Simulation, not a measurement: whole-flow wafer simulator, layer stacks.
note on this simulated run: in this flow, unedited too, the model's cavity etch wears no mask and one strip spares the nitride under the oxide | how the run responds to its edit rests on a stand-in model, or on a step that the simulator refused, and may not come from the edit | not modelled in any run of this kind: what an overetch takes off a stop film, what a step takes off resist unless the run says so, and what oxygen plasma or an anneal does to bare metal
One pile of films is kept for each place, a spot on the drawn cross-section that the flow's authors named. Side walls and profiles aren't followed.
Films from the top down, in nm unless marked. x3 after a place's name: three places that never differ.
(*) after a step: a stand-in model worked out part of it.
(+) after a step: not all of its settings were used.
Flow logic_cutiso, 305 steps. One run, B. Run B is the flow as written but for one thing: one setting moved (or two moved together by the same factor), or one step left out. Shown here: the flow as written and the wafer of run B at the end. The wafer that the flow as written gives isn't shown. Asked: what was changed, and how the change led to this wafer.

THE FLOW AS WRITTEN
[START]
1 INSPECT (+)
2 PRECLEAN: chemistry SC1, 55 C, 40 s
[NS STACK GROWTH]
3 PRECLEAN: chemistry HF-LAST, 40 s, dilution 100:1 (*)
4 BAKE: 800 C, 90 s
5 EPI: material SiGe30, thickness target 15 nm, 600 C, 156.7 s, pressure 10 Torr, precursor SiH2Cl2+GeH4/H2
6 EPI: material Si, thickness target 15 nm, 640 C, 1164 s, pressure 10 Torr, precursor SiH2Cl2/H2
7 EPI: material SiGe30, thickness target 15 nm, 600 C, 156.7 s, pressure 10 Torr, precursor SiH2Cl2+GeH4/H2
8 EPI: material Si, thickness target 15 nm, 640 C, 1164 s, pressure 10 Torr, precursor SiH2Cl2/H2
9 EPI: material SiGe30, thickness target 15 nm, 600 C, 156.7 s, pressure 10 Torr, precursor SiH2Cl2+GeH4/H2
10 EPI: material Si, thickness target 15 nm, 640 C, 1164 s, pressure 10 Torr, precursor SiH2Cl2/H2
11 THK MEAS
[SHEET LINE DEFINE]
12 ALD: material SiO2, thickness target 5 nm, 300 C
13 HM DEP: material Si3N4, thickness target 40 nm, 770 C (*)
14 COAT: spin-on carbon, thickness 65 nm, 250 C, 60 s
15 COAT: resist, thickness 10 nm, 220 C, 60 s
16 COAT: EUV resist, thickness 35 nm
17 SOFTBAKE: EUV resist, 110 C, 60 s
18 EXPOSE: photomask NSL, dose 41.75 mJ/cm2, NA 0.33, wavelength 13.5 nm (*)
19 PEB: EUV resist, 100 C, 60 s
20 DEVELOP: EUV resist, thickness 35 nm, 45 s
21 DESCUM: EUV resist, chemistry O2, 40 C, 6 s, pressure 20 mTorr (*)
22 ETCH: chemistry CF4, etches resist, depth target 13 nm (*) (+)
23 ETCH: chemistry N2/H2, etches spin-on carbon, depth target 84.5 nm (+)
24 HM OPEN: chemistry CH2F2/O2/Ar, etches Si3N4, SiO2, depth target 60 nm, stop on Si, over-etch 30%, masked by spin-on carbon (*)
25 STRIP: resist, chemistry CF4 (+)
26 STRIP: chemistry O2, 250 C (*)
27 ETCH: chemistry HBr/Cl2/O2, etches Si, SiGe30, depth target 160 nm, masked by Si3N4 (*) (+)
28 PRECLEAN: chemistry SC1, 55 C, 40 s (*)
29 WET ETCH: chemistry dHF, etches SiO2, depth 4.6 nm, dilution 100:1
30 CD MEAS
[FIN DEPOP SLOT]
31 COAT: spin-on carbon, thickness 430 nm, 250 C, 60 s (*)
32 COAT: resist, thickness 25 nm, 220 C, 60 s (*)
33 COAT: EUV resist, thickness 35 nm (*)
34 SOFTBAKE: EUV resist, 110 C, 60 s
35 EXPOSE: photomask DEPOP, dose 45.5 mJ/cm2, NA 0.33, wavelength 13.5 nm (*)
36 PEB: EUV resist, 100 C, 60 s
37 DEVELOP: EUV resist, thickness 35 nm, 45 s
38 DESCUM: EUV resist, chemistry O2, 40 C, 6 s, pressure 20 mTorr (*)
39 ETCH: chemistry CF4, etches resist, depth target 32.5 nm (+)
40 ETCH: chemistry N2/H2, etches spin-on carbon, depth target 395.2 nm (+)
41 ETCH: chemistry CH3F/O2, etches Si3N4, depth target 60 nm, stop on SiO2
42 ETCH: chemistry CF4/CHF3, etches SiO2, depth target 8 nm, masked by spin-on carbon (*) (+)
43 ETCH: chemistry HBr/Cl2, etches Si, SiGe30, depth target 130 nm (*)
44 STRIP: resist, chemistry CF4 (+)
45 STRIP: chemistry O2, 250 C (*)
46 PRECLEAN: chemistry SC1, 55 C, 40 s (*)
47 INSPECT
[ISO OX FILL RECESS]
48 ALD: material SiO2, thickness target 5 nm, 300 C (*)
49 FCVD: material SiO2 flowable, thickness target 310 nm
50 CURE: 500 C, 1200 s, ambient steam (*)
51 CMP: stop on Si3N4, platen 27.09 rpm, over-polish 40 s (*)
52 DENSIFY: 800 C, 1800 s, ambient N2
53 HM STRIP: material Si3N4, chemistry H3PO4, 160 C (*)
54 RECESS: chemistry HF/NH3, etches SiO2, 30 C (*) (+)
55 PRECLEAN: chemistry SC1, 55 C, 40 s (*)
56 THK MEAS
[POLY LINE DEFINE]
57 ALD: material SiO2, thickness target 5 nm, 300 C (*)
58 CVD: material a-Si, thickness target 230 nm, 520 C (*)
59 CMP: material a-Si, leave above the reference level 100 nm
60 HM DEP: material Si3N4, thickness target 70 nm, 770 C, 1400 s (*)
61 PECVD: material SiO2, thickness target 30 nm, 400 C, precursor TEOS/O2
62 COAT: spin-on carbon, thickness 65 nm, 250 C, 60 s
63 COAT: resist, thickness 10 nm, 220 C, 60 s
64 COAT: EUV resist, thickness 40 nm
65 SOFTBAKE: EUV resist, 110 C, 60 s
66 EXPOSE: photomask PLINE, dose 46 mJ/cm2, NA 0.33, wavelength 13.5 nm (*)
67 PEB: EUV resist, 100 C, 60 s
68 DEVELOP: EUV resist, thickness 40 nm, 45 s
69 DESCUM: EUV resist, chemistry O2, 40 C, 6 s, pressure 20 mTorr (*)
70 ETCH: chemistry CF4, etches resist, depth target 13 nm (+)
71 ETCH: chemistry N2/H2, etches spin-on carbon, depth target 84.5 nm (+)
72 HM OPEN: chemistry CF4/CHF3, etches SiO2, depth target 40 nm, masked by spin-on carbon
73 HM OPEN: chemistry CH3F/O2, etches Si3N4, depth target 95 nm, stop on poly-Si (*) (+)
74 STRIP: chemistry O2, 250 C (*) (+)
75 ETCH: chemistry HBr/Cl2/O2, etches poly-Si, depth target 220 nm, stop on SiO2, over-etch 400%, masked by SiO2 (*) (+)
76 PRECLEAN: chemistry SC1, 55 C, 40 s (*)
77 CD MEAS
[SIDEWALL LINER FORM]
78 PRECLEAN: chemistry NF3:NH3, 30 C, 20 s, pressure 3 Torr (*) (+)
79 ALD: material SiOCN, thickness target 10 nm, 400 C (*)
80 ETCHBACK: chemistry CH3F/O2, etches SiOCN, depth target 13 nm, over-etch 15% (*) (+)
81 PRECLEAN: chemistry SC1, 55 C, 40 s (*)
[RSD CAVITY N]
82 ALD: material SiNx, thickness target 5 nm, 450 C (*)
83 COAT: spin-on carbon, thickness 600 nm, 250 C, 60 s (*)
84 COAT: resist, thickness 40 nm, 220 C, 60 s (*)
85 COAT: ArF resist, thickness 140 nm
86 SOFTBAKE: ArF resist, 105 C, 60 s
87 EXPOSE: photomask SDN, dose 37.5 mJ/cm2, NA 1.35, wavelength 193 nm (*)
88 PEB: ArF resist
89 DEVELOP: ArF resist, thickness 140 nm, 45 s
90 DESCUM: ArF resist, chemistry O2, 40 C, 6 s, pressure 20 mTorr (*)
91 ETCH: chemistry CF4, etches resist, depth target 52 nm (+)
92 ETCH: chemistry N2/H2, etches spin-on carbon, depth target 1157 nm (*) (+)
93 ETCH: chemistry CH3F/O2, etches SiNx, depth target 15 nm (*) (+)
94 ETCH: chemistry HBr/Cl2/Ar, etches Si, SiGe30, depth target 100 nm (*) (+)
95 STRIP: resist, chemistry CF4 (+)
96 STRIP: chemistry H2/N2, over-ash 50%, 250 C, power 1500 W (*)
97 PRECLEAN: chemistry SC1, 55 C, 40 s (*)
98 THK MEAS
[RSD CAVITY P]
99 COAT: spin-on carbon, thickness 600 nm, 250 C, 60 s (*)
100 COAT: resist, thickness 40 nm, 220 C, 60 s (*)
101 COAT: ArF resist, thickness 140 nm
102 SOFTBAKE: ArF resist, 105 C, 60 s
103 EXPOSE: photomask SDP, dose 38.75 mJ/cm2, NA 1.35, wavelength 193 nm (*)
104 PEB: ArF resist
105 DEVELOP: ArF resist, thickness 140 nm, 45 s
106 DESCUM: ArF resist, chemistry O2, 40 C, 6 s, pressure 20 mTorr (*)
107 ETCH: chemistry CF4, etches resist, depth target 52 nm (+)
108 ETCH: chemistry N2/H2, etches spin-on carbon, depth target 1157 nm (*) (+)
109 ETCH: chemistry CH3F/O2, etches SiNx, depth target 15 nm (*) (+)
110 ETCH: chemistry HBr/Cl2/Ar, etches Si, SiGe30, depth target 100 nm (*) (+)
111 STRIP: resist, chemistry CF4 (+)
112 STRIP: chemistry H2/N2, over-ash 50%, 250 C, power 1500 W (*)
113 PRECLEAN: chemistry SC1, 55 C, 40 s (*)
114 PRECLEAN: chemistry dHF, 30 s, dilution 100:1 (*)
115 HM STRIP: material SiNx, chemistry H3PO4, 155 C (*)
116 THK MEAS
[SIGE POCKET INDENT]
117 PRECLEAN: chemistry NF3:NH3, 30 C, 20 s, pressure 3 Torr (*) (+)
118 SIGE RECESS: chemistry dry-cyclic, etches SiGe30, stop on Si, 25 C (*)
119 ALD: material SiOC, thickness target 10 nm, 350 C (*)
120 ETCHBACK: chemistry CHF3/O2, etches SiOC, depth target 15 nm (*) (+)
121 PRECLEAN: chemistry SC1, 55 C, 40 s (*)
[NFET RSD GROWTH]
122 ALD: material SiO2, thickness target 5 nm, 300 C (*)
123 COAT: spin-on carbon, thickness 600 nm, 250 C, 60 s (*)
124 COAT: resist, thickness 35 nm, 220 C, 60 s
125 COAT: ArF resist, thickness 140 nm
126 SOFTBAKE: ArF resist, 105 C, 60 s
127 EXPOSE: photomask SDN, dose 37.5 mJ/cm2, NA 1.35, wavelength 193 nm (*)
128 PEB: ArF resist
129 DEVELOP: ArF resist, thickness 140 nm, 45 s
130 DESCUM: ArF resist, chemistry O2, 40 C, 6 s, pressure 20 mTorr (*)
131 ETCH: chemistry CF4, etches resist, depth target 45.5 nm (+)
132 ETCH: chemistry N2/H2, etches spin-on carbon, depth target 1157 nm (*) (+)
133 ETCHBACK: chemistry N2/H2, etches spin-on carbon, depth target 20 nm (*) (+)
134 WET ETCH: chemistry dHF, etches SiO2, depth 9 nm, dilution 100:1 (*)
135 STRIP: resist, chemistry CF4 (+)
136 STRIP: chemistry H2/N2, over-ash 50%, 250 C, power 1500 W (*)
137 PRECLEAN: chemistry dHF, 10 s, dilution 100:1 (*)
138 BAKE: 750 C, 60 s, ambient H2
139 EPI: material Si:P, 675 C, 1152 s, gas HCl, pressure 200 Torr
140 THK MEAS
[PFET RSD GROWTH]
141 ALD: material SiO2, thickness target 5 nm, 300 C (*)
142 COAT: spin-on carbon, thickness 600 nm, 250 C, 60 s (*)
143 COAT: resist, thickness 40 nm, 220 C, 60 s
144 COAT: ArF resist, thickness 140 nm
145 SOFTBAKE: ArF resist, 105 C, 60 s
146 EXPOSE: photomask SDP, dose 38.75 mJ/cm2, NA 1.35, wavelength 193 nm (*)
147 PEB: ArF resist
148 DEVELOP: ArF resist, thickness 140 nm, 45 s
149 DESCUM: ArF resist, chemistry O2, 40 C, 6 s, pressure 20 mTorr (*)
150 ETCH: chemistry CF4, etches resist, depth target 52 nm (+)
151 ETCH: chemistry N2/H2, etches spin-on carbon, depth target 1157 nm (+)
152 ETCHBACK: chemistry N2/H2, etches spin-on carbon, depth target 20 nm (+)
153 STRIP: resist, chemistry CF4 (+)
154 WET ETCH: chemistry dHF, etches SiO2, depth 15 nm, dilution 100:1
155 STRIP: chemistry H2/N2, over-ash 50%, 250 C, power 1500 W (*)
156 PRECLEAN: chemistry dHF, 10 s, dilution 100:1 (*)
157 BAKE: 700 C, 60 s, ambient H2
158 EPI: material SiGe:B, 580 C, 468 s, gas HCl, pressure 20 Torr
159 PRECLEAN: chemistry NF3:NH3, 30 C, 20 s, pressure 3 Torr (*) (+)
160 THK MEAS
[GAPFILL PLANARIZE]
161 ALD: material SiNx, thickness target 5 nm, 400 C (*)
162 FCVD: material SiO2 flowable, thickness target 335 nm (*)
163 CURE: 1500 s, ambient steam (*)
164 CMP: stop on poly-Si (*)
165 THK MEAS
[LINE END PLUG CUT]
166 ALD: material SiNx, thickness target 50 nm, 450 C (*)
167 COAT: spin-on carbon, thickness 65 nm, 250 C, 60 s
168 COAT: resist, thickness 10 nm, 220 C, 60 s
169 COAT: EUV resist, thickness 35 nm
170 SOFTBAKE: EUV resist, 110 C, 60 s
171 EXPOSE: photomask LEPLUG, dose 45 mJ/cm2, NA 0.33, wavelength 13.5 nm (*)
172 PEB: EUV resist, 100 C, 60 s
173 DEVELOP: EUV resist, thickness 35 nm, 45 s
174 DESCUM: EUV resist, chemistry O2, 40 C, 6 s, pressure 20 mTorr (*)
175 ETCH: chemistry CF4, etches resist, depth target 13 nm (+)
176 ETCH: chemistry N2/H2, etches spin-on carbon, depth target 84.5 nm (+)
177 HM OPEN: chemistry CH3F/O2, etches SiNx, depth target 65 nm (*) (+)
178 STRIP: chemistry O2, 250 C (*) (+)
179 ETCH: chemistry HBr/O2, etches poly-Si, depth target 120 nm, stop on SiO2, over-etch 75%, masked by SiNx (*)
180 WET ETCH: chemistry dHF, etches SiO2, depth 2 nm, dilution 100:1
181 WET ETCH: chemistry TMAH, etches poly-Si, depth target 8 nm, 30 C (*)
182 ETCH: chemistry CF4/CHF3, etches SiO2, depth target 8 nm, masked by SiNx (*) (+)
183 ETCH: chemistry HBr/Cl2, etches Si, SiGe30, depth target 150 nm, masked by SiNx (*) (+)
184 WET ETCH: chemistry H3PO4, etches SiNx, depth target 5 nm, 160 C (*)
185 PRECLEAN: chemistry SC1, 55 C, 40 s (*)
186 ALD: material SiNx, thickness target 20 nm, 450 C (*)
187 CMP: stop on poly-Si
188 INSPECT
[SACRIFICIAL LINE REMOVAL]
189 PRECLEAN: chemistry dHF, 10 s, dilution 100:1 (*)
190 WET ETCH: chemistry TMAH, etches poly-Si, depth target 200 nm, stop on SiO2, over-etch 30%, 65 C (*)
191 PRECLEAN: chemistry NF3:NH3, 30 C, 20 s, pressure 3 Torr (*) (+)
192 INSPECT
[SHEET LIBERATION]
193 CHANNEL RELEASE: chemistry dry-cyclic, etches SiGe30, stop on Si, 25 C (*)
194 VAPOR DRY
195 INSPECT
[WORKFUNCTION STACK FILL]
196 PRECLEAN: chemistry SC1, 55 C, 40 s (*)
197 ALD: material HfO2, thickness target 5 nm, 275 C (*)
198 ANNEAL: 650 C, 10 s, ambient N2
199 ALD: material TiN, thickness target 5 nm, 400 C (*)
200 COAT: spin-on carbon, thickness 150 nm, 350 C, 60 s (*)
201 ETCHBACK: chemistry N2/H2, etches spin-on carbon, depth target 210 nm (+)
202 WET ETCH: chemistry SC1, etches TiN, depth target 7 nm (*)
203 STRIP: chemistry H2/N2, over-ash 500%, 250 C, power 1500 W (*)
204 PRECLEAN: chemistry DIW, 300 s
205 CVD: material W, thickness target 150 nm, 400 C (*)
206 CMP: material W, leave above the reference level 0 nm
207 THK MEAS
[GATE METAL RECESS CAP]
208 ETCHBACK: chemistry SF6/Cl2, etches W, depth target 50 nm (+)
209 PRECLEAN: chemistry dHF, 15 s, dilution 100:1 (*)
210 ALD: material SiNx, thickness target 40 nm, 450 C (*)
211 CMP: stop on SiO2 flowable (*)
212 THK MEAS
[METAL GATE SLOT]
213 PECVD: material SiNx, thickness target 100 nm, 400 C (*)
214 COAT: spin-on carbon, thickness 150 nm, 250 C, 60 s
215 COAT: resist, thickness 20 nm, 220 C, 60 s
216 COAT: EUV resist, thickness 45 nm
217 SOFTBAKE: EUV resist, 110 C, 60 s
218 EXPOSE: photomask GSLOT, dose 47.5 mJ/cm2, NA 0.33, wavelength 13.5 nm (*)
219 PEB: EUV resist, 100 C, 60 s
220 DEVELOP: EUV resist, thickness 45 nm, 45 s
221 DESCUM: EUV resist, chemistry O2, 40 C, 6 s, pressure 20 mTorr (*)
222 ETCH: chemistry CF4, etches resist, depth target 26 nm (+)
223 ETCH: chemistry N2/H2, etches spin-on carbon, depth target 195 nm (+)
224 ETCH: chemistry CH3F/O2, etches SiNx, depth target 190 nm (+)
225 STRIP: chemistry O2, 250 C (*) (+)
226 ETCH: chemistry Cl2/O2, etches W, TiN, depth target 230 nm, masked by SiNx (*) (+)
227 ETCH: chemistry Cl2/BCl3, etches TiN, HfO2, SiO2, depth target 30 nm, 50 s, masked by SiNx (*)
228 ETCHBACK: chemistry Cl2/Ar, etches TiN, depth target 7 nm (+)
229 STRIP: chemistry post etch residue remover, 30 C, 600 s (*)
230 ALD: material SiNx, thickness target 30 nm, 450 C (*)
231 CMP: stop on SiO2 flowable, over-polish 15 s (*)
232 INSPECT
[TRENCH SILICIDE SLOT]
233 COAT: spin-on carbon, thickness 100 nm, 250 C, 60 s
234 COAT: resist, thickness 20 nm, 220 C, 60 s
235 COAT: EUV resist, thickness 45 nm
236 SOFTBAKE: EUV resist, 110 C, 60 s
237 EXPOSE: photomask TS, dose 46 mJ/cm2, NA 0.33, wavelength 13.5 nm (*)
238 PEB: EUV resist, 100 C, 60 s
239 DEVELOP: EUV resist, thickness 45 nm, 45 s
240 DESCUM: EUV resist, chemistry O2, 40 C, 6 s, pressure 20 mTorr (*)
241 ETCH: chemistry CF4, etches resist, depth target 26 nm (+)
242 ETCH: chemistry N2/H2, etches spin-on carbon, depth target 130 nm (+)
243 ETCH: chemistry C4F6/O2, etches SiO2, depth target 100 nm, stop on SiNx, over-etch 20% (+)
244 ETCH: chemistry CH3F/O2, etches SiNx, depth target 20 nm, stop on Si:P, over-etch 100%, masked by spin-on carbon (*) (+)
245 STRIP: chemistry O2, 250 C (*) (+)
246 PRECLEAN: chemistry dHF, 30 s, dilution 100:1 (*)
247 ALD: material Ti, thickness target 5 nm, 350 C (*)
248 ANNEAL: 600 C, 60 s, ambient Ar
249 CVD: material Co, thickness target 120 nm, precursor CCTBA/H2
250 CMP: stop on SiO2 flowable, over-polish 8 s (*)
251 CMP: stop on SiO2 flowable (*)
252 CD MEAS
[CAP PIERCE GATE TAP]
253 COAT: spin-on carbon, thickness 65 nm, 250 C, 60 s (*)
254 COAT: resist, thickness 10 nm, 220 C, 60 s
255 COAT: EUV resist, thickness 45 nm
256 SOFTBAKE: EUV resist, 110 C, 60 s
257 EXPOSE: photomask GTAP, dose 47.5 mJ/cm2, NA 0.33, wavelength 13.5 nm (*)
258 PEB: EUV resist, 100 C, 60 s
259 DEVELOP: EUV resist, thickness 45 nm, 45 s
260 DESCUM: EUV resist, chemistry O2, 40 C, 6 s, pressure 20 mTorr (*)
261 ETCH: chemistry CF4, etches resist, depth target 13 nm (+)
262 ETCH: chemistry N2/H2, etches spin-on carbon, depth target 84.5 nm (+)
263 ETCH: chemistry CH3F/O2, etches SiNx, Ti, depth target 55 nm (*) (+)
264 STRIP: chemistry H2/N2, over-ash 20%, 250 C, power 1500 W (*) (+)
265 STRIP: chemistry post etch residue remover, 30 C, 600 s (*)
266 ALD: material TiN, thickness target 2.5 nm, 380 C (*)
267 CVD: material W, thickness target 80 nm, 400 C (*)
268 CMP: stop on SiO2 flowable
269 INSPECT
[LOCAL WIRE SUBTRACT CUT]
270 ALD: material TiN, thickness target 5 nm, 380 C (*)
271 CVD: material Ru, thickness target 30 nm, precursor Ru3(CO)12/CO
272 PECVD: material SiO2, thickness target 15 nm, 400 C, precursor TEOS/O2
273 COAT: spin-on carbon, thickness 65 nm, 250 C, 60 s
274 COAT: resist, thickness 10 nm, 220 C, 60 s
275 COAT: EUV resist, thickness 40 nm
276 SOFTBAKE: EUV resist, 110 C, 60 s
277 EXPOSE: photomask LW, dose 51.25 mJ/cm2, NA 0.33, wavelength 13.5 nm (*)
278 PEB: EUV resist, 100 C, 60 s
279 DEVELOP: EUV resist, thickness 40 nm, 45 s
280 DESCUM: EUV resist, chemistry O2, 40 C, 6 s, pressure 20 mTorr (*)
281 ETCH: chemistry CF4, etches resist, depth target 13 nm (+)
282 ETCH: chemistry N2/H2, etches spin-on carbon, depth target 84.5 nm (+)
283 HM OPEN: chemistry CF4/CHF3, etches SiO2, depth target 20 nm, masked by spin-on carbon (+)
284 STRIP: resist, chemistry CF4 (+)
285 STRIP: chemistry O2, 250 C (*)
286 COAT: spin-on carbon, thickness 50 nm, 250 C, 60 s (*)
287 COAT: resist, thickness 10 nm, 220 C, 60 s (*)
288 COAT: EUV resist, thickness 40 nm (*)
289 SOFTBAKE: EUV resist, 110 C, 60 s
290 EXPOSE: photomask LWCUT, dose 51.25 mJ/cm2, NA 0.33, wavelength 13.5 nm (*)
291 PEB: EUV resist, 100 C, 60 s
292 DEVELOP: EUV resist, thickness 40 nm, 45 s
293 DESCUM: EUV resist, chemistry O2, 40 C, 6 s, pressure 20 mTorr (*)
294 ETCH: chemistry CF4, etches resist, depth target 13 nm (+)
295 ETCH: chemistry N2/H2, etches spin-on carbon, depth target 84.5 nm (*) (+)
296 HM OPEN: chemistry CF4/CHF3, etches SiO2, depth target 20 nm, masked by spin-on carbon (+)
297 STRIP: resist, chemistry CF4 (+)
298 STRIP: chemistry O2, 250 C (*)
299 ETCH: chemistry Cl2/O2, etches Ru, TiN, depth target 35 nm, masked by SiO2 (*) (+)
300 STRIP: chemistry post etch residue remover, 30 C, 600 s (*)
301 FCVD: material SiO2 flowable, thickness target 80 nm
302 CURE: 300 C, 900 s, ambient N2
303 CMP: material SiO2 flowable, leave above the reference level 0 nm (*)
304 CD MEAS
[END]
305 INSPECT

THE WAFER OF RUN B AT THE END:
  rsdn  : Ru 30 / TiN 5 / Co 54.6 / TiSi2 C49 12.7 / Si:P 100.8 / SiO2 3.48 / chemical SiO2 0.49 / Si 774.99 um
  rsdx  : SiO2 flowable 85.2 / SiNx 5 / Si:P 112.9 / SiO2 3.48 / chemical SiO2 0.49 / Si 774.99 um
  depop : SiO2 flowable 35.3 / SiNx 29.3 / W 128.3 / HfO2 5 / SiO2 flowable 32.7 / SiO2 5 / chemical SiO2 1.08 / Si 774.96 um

The cause: step 132, ETCH: chemistry N2/H2, etches spin-on carbon, depth target 1157 nm (*) (+), was left out.

How the change led to this, step by step:
  133 ETCHBACK: chemistry N2/H2, etches spin-on carbon, depth target 20 nm (*) (+)
      depop, dpovl, gfld and 12 more: ArF resist -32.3 (as written it would be: resist -1.33)
      gl, tap: spin-on carbon -20 (as written it would be: Si3N4 -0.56)
      (and at 5 more places)
  134 WET ETCH: chemistry dHF, etches SiO2, depth 9 nm, dilution 100:1 (*)
      lnr, lnrt: nothing (as written it would be: SiOCN -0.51)
      rsdn, rsdx: nothing (as written it would be: SiO2 -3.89 (all of it), chemical SiO2 -0.49 (all of it))
  135 STRIP: resist, chemistry CF4 (+)
      depop, dpovl, gfld and 12 more: ArF resist -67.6 (all of it), resist -35 (all of it) (as written it would be: resist -7.93 (all of it))
      lnr, lnrt: nothing (as written it would be: SiOCN -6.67)
      (and at 3 more places)
  136 STRIP: chemistry H2/N2, over-ash 50%, 250 C, power 1500 W (*)
      gl, tap: spin-on carbon -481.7 (all of it) (as written it would be: nothing)
      lnr, lnrt: spin-on carbon -476.5 (all of it) (as written it would be: nothing)
      (and at 3 more places)
  137 PRECLEAN: chemistry dHF, 10 s, dilution 100:1 (*)
      gl, gxn, tap: SiO2 -1.52 (as written it would be: Si3N4 -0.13)
      lnr, lnrt: SiO2 -1.52 (as written it would be: SiOCN -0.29)
      (and at 2 more places)
  139 EPI: material Si:P, 675 C, 1152 s, gas HCl, pressure 200 Torr
      rsdn, rsdx: Si:P +112.9 (new film) (as written it would be: Si:P +116.9 (new film))
  141 ALD: material SiO2, thickness target 5 nm, 300 C (*)
      gl, lnr, lnrt, tap: SiO2 +5 (as written it would be: SiO2 +5 (new film))
      gxn: SiO2 +5 (as written it would be: SiO2 +10.1 (new film))
  159 PRECLEAN: chemistry NF3:NH3, 30 C, 20 s, pressure 3 Torr (*) (+)
      gl, tap: SiO2 -6.96 (all of it) (as written it would be: SiO2 -3.48 (all of it), Si3N4 -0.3)
      lnr, lnrt: SiO2 -6.96 (all of it), SiOCN -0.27 (as written it would be: SiO2 -3.48 (all of it), SiOCN -0.39)
  162 FCVD: material SiO2 flowable, thickness target 335 nm (*)
      gl: SiO2 flowable +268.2 (new film) (as written it would be: SiO2 flowable +278.2 (new film))
      gxn: SiO2 flowable +266.3 (new film) (as written it would be: SiO2 flowable +272 (new film))
      (and at 1 more place)
  164 CMP: stop on poly-Si (*)
      gl, tap: SiO2 flowable -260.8 (all of it), SiNx -5 (all of it), Si3N4 -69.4 (all of it) (as written it would be: SiO2 flowable -270.7 (all of it), SiNx -5 (all of it), Si3N4 -55.3 (all of it))
      lnr, lnrt: SiO2 flowable -255.8 (all of it), SiNx -5 (all of it), SiOCN -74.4 (as written it would be: SiO2 flowable -260.9 (all of it), SiNx -5 (all of it), SiOCN -65.1)
      (and at 1 more place)
